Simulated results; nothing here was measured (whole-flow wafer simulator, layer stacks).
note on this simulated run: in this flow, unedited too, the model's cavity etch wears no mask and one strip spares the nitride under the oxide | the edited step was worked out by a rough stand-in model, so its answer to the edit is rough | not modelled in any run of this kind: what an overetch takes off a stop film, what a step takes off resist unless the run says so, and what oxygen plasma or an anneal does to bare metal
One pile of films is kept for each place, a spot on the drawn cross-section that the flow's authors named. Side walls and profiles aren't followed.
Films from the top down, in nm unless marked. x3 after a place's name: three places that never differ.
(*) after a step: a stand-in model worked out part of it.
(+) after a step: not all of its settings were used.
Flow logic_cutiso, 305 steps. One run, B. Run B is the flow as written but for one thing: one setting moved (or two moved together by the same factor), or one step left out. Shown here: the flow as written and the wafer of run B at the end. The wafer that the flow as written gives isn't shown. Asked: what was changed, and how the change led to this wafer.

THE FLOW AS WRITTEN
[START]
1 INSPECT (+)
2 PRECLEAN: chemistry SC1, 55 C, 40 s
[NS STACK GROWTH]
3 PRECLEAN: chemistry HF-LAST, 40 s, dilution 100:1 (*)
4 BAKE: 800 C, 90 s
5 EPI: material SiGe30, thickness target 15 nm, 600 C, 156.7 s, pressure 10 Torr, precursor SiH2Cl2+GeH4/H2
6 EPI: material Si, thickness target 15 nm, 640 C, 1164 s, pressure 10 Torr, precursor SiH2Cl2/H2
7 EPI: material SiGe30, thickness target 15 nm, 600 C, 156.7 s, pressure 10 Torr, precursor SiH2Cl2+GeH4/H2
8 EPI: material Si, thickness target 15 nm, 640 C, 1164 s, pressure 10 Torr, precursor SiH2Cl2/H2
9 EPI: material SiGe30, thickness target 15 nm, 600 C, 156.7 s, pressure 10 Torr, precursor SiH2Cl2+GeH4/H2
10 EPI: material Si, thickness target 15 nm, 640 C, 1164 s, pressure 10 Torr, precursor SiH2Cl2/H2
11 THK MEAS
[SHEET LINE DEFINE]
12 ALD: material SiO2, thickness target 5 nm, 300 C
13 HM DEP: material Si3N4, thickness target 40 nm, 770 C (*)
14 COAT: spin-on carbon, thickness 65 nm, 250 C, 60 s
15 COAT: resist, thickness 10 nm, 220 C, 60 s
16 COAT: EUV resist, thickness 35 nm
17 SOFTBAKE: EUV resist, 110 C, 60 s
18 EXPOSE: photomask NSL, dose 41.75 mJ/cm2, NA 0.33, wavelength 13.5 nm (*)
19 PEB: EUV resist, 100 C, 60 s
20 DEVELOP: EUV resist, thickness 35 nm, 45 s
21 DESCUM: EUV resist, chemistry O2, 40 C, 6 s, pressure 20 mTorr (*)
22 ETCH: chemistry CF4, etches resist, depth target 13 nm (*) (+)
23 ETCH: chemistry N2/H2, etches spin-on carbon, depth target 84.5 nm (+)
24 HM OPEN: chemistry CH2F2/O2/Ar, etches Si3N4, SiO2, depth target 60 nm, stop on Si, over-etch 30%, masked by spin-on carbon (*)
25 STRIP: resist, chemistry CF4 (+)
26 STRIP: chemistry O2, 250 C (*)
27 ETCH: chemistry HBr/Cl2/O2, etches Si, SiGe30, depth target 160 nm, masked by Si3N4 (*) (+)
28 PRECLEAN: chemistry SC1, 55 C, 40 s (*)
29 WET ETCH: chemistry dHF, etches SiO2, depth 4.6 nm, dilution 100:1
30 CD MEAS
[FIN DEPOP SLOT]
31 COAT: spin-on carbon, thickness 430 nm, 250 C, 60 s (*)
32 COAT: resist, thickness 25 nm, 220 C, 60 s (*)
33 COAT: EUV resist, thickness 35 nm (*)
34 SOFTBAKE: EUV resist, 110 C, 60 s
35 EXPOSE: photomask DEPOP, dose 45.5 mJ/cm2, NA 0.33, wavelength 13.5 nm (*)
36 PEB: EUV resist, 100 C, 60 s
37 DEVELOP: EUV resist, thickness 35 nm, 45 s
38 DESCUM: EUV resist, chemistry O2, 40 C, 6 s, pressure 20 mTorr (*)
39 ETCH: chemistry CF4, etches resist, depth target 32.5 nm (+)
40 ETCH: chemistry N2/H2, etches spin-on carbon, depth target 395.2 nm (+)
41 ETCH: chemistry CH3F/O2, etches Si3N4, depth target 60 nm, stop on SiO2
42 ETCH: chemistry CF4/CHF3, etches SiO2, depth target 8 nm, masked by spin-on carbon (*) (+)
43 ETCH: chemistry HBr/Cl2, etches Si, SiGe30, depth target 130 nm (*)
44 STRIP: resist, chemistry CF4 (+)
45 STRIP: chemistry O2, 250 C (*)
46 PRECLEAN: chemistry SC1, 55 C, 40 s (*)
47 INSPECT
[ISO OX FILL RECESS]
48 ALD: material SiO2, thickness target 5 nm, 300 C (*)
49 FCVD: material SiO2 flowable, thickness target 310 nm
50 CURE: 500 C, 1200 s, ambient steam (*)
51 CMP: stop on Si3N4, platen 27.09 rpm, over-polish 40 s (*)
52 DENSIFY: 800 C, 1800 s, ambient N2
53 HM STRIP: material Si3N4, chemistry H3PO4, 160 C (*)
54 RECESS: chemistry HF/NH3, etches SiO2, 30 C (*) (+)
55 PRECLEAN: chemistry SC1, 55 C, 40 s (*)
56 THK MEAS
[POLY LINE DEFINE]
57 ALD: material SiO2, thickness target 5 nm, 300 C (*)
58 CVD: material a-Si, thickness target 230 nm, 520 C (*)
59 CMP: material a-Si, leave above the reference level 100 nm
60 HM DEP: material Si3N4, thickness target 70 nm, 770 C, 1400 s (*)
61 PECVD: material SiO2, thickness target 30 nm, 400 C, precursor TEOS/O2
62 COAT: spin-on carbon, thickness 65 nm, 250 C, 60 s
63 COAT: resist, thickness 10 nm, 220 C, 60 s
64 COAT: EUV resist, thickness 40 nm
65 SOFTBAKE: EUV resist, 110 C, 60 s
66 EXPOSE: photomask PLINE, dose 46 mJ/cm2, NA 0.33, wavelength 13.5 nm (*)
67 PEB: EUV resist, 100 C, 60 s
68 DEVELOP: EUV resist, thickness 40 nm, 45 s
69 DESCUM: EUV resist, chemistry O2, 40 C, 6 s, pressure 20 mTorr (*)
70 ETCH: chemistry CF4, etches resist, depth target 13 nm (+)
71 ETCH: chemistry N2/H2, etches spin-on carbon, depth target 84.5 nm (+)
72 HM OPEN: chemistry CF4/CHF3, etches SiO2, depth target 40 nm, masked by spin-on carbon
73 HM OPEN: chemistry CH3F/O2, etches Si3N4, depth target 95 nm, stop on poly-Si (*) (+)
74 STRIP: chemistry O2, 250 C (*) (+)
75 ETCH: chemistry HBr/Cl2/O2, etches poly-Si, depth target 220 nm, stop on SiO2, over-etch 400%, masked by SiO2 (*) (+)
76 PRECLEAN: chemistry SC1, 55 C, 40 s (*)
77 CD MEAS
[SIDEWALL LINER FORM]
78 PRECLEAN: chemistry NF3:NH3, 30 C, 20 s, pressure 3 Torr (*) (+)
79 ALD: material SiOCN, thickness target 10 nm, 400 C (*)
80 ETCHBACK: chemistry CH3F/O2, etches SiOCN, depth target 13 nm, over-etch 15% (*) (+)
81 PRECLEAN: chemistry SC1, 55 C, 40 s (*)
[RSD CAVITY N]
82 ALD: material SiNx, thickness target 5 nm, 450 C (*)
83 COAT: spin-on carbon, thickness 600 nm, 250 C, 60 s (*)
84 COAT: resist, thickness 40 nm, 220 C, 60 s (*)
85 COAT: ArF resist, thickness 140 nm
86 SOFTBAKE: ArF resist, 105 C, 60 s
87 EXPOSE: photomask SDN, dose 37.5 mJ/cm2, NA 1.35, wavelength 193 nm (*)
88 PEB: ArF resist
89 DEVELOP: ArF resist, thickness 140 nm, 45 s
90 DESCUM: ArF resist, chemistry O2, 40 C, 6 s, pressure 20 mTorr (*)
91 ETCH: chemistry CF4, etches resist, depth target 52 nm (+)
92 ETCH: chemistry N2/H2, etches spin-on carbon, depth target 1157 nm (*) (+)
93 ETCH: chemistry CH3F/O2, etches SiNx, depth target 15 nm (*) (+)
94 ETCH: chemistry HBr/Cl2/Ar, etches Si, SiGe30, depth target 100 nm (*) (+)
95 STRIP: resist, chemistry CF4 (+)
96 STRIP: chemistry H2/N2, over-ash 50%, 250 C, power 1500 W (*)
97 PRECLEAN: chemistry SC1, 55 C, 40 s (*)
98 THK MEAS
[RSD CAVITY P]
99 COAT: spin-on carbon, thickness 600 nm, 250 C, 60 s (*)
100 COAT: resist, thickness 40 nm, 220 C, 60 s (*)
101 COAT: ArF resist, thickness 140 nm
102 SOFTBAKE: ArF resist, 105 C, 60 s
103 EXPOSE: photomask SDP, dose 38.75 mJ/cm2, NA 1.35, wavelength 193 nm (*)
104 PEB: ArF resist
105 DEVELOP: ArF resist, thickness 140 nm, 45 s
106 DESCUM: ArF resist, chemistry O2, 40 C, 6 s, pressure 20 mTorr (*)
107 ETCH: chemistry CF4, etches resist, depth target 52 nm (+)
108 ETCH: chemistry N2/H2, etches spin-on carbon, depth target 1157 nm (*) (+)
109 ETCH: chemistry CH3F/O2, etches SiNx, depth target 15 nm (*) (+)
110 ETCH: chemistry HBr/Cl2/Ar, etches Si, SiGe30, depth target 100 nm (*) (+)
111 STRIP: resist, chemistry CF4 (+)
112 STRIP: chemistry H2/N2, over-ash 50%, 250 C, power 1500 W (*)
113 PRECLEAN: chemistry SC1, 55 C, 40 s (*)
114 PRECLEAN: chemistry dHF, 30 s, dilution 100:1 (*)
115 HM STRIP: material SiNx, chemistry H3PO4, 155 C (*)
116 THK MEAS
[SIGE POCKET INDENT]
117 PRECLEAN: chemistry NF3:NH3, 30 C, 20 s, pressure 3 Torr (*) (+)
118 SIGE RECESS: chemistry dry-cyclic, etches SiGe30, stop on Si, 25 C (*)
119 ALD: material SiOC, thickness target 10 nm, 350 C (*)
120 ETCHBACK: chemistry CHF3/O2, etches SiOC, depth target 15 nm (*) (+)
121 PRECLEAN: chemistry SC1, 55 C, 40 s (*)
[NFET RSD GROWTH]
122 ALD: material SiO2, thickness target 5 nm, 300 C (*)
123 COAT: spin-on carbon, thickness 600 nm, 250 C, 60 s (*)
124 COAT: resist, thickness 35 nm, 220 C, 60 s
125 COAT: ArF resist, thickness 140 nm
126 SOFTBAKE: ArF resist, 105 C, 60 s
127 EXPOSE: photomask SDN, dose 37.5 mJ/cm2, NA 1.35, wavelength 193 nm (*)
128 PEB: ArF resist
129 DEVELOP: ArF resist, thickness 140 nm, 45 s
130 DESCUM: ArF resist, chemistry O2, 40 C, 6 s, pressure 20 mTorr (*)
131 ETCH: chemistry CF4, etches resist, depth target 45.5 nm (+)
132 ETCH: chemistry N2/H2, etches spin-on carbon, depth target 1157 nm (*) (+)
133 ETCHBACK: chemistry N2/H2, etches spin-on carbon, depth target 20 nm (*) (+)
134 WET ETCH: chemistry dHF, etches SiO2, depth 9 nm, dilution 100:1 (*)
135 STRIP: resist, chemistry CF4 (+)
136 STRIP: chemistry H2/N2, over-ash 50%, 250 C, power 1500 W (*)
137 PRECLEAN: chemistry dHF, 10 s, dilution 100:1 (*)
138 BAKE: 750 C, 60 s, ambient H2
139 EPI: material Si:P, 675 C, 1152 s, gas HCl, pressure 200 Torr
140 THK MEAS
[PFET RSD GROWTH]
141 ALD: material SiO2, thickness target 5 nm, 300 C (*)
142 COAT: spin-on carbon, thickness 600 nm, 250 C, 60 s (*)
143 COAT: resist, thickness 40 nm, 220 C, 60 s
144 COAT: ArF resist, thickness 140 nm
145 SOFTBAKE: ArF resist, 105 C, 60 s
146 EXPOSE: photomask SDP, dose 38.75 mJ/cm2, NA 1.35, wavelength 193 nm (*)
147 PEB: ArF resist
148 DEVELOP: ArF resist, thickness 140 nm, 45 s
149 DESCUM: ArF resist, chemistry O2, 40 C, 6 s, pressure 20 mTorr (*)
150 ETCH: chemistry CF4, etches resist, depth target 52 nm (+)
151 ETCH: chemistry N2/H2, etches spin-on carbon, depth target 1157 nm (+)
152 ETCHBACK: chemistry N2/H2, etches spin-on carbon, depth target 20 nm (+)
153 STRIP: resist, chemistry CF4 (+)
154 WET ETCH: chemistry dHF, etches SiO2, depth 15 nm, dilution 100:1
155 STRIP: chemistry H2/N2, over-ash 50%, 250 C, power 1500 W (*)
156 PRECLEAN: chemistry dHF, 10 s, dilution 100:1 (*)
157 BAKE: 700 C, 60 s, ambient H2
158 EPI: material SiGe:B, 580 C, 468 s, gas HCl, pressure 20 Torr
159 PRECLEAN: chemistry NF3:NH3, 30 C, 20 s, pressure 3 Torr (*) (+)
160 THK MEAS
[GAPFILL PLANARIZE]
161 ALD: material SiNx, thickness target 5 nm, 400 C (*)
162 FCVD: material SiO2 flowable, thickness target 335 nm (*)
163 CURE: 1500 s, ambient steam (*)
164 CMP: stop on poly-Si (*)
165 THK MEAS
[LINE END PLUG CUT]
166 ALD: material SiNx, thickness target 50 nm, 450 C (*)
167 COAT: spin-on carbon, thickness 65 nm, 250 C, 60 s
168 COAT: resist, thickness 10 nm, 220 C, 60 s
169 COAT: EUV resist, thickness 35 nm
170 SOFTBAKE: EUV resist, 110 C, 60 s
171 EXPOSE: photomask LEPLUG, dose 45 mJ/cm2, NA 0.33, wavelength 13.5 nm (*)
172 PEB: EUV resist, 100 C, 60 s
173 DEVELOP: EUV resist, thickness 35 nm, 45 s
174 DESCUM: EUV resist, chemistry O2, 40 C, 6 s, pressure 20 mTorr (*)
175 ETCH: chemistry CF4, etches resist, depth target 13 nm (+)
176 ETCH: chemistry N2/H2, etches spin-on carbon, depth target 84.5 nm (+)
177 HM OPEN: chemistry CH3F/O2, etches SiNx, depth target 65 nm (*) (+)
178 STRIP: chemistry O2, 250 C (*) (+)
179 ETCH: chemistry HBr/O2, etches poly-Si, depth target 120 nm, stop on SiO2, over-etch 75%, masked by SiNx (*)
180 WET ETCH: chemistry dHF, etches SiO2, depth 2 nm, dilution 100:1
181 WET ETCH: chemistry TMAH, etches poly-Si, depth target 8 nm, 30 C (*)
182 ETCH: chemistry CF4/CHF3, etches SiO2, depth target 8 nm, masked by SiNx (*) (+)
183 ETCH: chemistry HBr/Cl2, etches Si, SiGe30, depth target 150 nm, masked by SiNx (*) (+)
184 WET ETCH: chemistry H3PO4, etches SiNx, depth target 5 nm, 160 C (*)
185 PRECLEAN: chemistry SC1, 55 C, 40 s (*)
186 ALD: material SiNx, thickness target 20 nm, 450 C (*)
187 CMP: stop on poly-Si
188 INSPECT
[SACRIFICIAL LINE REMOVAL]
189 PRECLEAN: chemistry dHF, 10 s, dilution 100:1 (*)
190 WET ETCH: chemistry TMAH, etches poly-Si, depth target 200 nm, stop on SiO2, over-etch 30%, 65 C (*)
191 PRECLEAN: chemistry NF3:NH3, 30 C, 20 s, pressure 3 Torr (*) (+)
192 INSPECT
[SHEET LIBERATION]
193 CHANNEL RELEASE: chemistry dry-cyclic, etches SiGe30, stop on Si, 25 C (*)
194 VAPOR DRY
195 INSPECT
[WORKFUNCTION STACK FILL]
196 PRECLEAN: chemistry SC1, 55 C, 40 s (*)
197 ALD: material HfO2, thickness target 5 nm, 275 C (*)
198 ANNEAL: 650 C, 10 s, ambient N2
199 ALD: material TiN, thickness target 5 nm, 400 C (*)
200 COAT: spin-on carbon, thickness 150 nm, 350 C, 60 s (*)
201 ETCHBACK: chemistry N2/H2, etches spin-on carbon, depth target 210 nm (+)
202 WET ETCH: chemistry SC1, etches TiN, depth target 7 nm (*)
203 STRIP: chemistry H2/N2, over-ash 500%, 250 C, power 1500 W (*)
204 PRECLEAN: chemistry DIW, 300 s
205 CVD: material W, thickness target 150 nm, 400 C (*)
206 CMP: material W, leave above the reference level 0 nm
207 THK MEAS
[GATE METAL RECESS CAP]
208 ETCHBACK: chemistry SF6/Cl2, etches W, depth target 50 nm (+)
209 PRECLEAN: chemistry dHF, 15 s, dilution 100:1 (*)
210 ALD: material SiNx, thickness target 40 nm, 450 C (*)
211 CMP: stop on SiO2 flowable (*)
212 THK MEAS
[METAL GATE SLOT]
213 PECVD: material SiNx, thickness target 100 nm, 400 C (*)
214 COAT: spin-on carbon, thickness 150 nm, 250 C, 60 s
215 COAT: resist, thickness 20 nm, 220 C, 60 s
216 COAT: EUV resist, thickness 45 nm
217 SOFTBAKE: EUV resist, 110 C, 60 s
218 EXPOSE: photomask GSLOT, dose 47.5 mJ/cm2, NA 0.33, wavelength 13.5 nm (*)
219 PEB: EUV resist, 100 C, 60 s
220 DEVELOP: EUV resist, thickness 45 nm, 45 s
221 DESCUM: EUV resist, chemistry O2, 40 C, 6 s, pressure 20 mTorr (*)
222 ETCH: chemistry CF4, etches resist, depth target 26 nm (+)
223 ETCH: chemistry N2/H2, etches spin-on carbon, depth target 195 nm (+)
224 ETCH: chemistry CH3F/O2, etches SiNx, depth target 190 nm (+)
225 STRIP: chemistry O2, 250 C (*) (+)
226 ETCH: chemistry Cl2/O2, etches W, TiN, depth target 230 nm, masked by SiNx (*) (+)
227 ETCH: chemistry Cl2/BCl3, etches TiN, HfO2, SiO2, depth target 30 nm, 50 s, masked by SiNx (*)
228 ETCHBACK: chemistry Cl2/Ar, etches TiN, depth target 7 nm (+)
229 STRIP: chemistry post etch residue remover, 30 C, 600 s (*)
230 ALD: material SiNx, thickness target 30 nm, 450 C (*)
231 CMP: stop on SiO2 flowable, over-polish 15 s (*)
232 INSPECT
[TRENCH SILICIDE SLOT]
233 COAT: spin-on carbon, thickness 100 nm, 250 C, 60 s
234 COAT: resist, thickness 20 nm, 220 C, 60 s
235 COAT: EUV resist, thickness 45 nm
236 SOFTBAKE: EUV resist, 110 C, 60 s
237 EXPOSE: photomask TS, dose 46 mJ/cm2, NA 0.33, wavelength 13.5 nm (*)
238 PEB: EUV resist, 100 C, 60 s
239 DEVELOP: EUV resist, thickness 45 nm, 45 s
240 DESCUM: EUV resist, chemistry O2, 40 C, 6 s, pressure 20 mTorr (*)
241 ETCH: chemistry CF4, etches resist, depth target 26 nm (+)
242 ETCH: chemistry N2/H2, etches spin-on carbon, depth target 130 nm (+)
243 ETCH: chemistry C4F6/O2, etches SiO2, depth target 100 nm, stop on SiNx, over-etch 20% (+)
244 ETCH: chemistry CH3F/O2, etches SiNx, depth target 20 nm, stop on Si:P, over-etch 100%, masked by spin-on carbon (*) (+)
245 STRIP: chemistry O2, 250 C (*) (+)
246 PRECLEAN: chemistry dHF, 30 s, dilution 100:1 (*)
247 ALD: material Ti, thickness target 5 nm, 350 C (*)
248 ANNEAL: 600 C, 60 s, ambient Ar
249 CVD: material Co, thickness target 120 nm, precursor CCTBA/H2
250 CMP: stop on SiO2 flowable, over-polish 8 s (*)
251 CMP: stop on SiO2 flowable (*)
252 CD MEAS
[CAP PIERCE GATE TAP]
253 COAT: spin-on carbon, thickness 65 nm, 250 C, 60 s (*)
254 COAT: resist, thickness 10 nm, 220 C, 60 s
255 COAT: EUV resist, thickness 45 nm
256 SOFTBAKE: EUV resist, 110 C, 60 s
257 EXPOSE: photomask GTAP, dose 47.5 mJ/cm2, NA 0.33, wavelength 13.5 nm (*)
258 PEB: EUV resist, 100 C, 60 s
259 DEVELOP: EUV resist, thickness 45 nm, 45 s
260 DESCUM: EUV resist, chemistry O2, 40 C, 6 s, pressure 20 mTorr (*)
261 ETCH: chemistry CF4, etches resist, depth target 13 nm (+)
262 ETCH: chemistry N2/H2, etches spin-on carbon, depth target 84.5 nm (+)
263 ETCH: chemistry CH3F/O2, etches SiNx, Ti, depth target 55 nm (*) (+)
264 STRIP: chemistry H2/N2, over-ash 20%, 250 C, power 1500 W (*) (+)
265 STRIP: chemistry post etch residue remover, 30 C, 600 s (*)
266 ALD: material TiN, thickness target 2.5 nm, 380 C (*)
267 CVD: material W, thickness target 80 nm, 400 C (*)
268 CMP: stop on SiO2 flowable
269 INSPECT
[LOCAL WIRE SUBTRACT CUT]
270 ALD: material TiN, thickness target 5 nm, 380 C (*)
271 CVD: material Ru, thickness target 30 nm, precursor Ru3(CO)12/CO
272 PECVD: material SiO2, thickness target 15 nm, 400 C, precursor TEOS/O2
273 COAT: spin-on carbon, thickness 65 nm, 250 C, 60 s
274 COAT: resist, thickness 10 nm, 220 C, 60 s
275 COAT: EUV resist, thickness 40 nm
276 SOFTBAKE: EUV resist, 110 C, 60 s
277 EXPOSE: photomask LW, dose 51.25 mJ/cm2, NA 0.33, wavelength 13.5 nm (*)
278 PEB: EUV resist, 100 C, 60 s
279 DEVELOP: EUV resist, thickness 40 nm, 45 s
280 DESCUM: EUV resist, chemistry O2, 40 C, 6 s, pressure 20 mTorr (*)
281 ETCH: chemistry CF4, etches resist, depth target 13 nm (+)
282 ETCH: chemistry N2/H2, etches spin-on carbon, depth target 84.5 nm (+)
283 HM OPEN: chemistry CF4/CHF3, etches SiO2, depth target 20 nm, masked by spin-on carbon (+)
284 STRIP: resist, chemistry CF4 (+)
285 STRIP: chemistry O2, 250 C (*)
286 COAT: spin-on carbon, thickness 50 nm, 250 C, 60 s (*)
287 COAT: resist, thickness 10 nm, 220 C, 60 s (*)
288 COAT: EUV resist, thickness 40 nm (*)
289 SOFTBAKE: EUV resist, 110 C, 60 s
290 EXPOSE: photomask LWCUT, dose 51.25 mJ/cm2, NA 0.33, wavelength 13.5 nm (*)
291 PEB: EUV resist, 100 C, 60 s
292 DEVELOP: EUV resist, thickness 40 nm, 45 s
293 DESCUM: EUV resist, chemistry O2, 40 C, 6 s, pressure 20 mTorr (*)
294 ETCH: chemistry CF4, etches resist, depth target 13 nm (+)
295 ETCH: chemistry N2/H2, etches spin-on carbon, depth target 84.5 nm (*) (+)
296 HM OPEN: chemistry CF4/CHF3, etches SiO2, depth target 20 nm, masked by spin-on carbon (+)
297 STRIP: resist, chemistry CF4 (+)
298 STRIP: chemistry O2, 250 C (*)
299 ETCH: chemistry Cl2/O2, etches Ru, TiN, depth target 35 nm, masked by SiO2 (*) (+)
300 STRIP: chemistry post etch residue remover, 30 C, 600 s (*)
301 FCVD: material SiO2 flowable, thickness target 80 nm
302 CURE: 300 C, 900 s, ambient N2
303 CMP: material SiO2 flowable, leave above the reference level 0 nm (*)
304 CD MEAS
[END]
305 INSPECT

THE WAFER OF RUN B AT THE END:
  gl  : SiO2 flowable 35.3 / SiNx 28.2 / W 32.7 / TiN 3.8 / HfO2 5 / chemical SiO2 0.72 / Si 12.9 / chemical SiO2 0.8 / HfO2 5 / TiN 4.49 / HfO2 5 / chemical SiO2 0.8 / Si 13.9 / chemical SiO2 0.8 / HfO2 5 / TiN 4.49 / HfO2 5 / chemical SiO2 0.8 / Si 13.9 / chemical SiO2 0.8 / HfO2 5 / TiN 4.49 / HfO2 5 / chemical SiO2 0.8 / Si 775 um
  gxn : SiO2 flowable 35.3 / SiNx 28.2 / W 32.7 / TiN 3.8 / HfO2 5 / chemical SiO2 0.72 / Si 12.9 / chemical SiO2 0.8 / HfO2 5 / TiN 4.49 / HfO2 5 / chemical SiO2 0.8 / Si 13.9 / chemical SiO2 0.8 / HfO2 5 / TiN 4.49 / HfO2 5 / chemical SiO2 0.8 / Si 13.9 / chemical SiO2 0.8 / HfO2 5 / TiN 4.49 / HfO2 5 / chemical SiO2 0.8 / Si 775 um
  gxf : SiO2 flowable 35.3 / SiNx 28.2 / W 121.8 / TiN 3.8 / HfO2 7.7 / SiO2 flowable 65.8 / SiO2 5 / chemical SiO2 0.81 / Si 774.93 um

The cause: step 199, ALD: thickness target 3.8 nm was run, where the flow has thickness target 5 nm.
It can be read off the wafer: gxn has TiN 3.8, and step 199 as written asks for 5 nm.

How the change led to this, step by step:
  199 ALD: material TiN, thickness target 5 nm, 400 C (*)
      depop, dpovl, gxf and 12 more: TiN +3.8 (new film) (as written it would be: TiN +5 (new film))
      gl, glp, tap: TiN +3.8 (new film), TiN +4.49 (new film), cavity -4.49 (all of it), TiN +4.49 (new film), cavity -4.49 (all of it), TiN +4.49 (new film), cavity -4.49 (all of it) (as written it would be: TiN +5.26 (new film), TiN +4.49 (new film), cavity -4.49 (all of it), TiN +4.49 (new film), cavity -4.49 (all of it), TiN +4.49 (new film), cavity -4.49 (all of it))
      (and at 4 more places)
  200 COAT: spin-on carbon, thickness 150 nm, 350 C, 60 s (*)
      lnr, lnrp: spin-on carbon +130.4 (new film) (as written it would be: spin-on carbon +133.9 (new film))
      rsdn, rsdw: spin-on carbon +142.2 (new film) (as written it would be: spin-on carbon +145.8 (new film))
      (and at 7 more places)
  201 ETCHBACK: chemistry N2/H2, etches spin-on carbon, depth target 210 nm (+)
      lnr, lnrp: spin-on carbon -130.4 (all of it) (as written it would be: spin-on carbon -133.9 (all of it))
      rsdn, rsdw: spin-on carbon -142.2 (all of it) (as written it would be: spin-on carbon -145.8 (all of it))
      (and at 7 more places)
  202 WET ETCH: chemistry SC1, etches TiN, depth target 7 nm (*)
      depop, dpovl, iso and 12 more: TiN -3.8 (all of it) (as written it would be: TiN -5 (all of it))
  203 STRIP: chemistry H2/N2, over-ash 500%, 250 C, power 1500 W (*)
      gl, glp: spin-on carbon -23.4 (all of it) (as written it would be: spin-on carbon -26.7 (all of it))
      gxn, gxp: spin-on carbon -23.1 (all of it) (as written it would be: spin-on carbon -26.8 (all of it))
      (and at 3 more places)
  226 ETCH: chemistry Cl2/O2, etches W, TiN, depth target 230 nm, masked by SiNx (*) (+)
      gfld: W -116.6 (all of it), TiN -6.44 (all of it), HfO2 -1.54 (as written it would be: W -115.4 (all of it), TiN -7.64 (all of it), HfO2 -1.54)
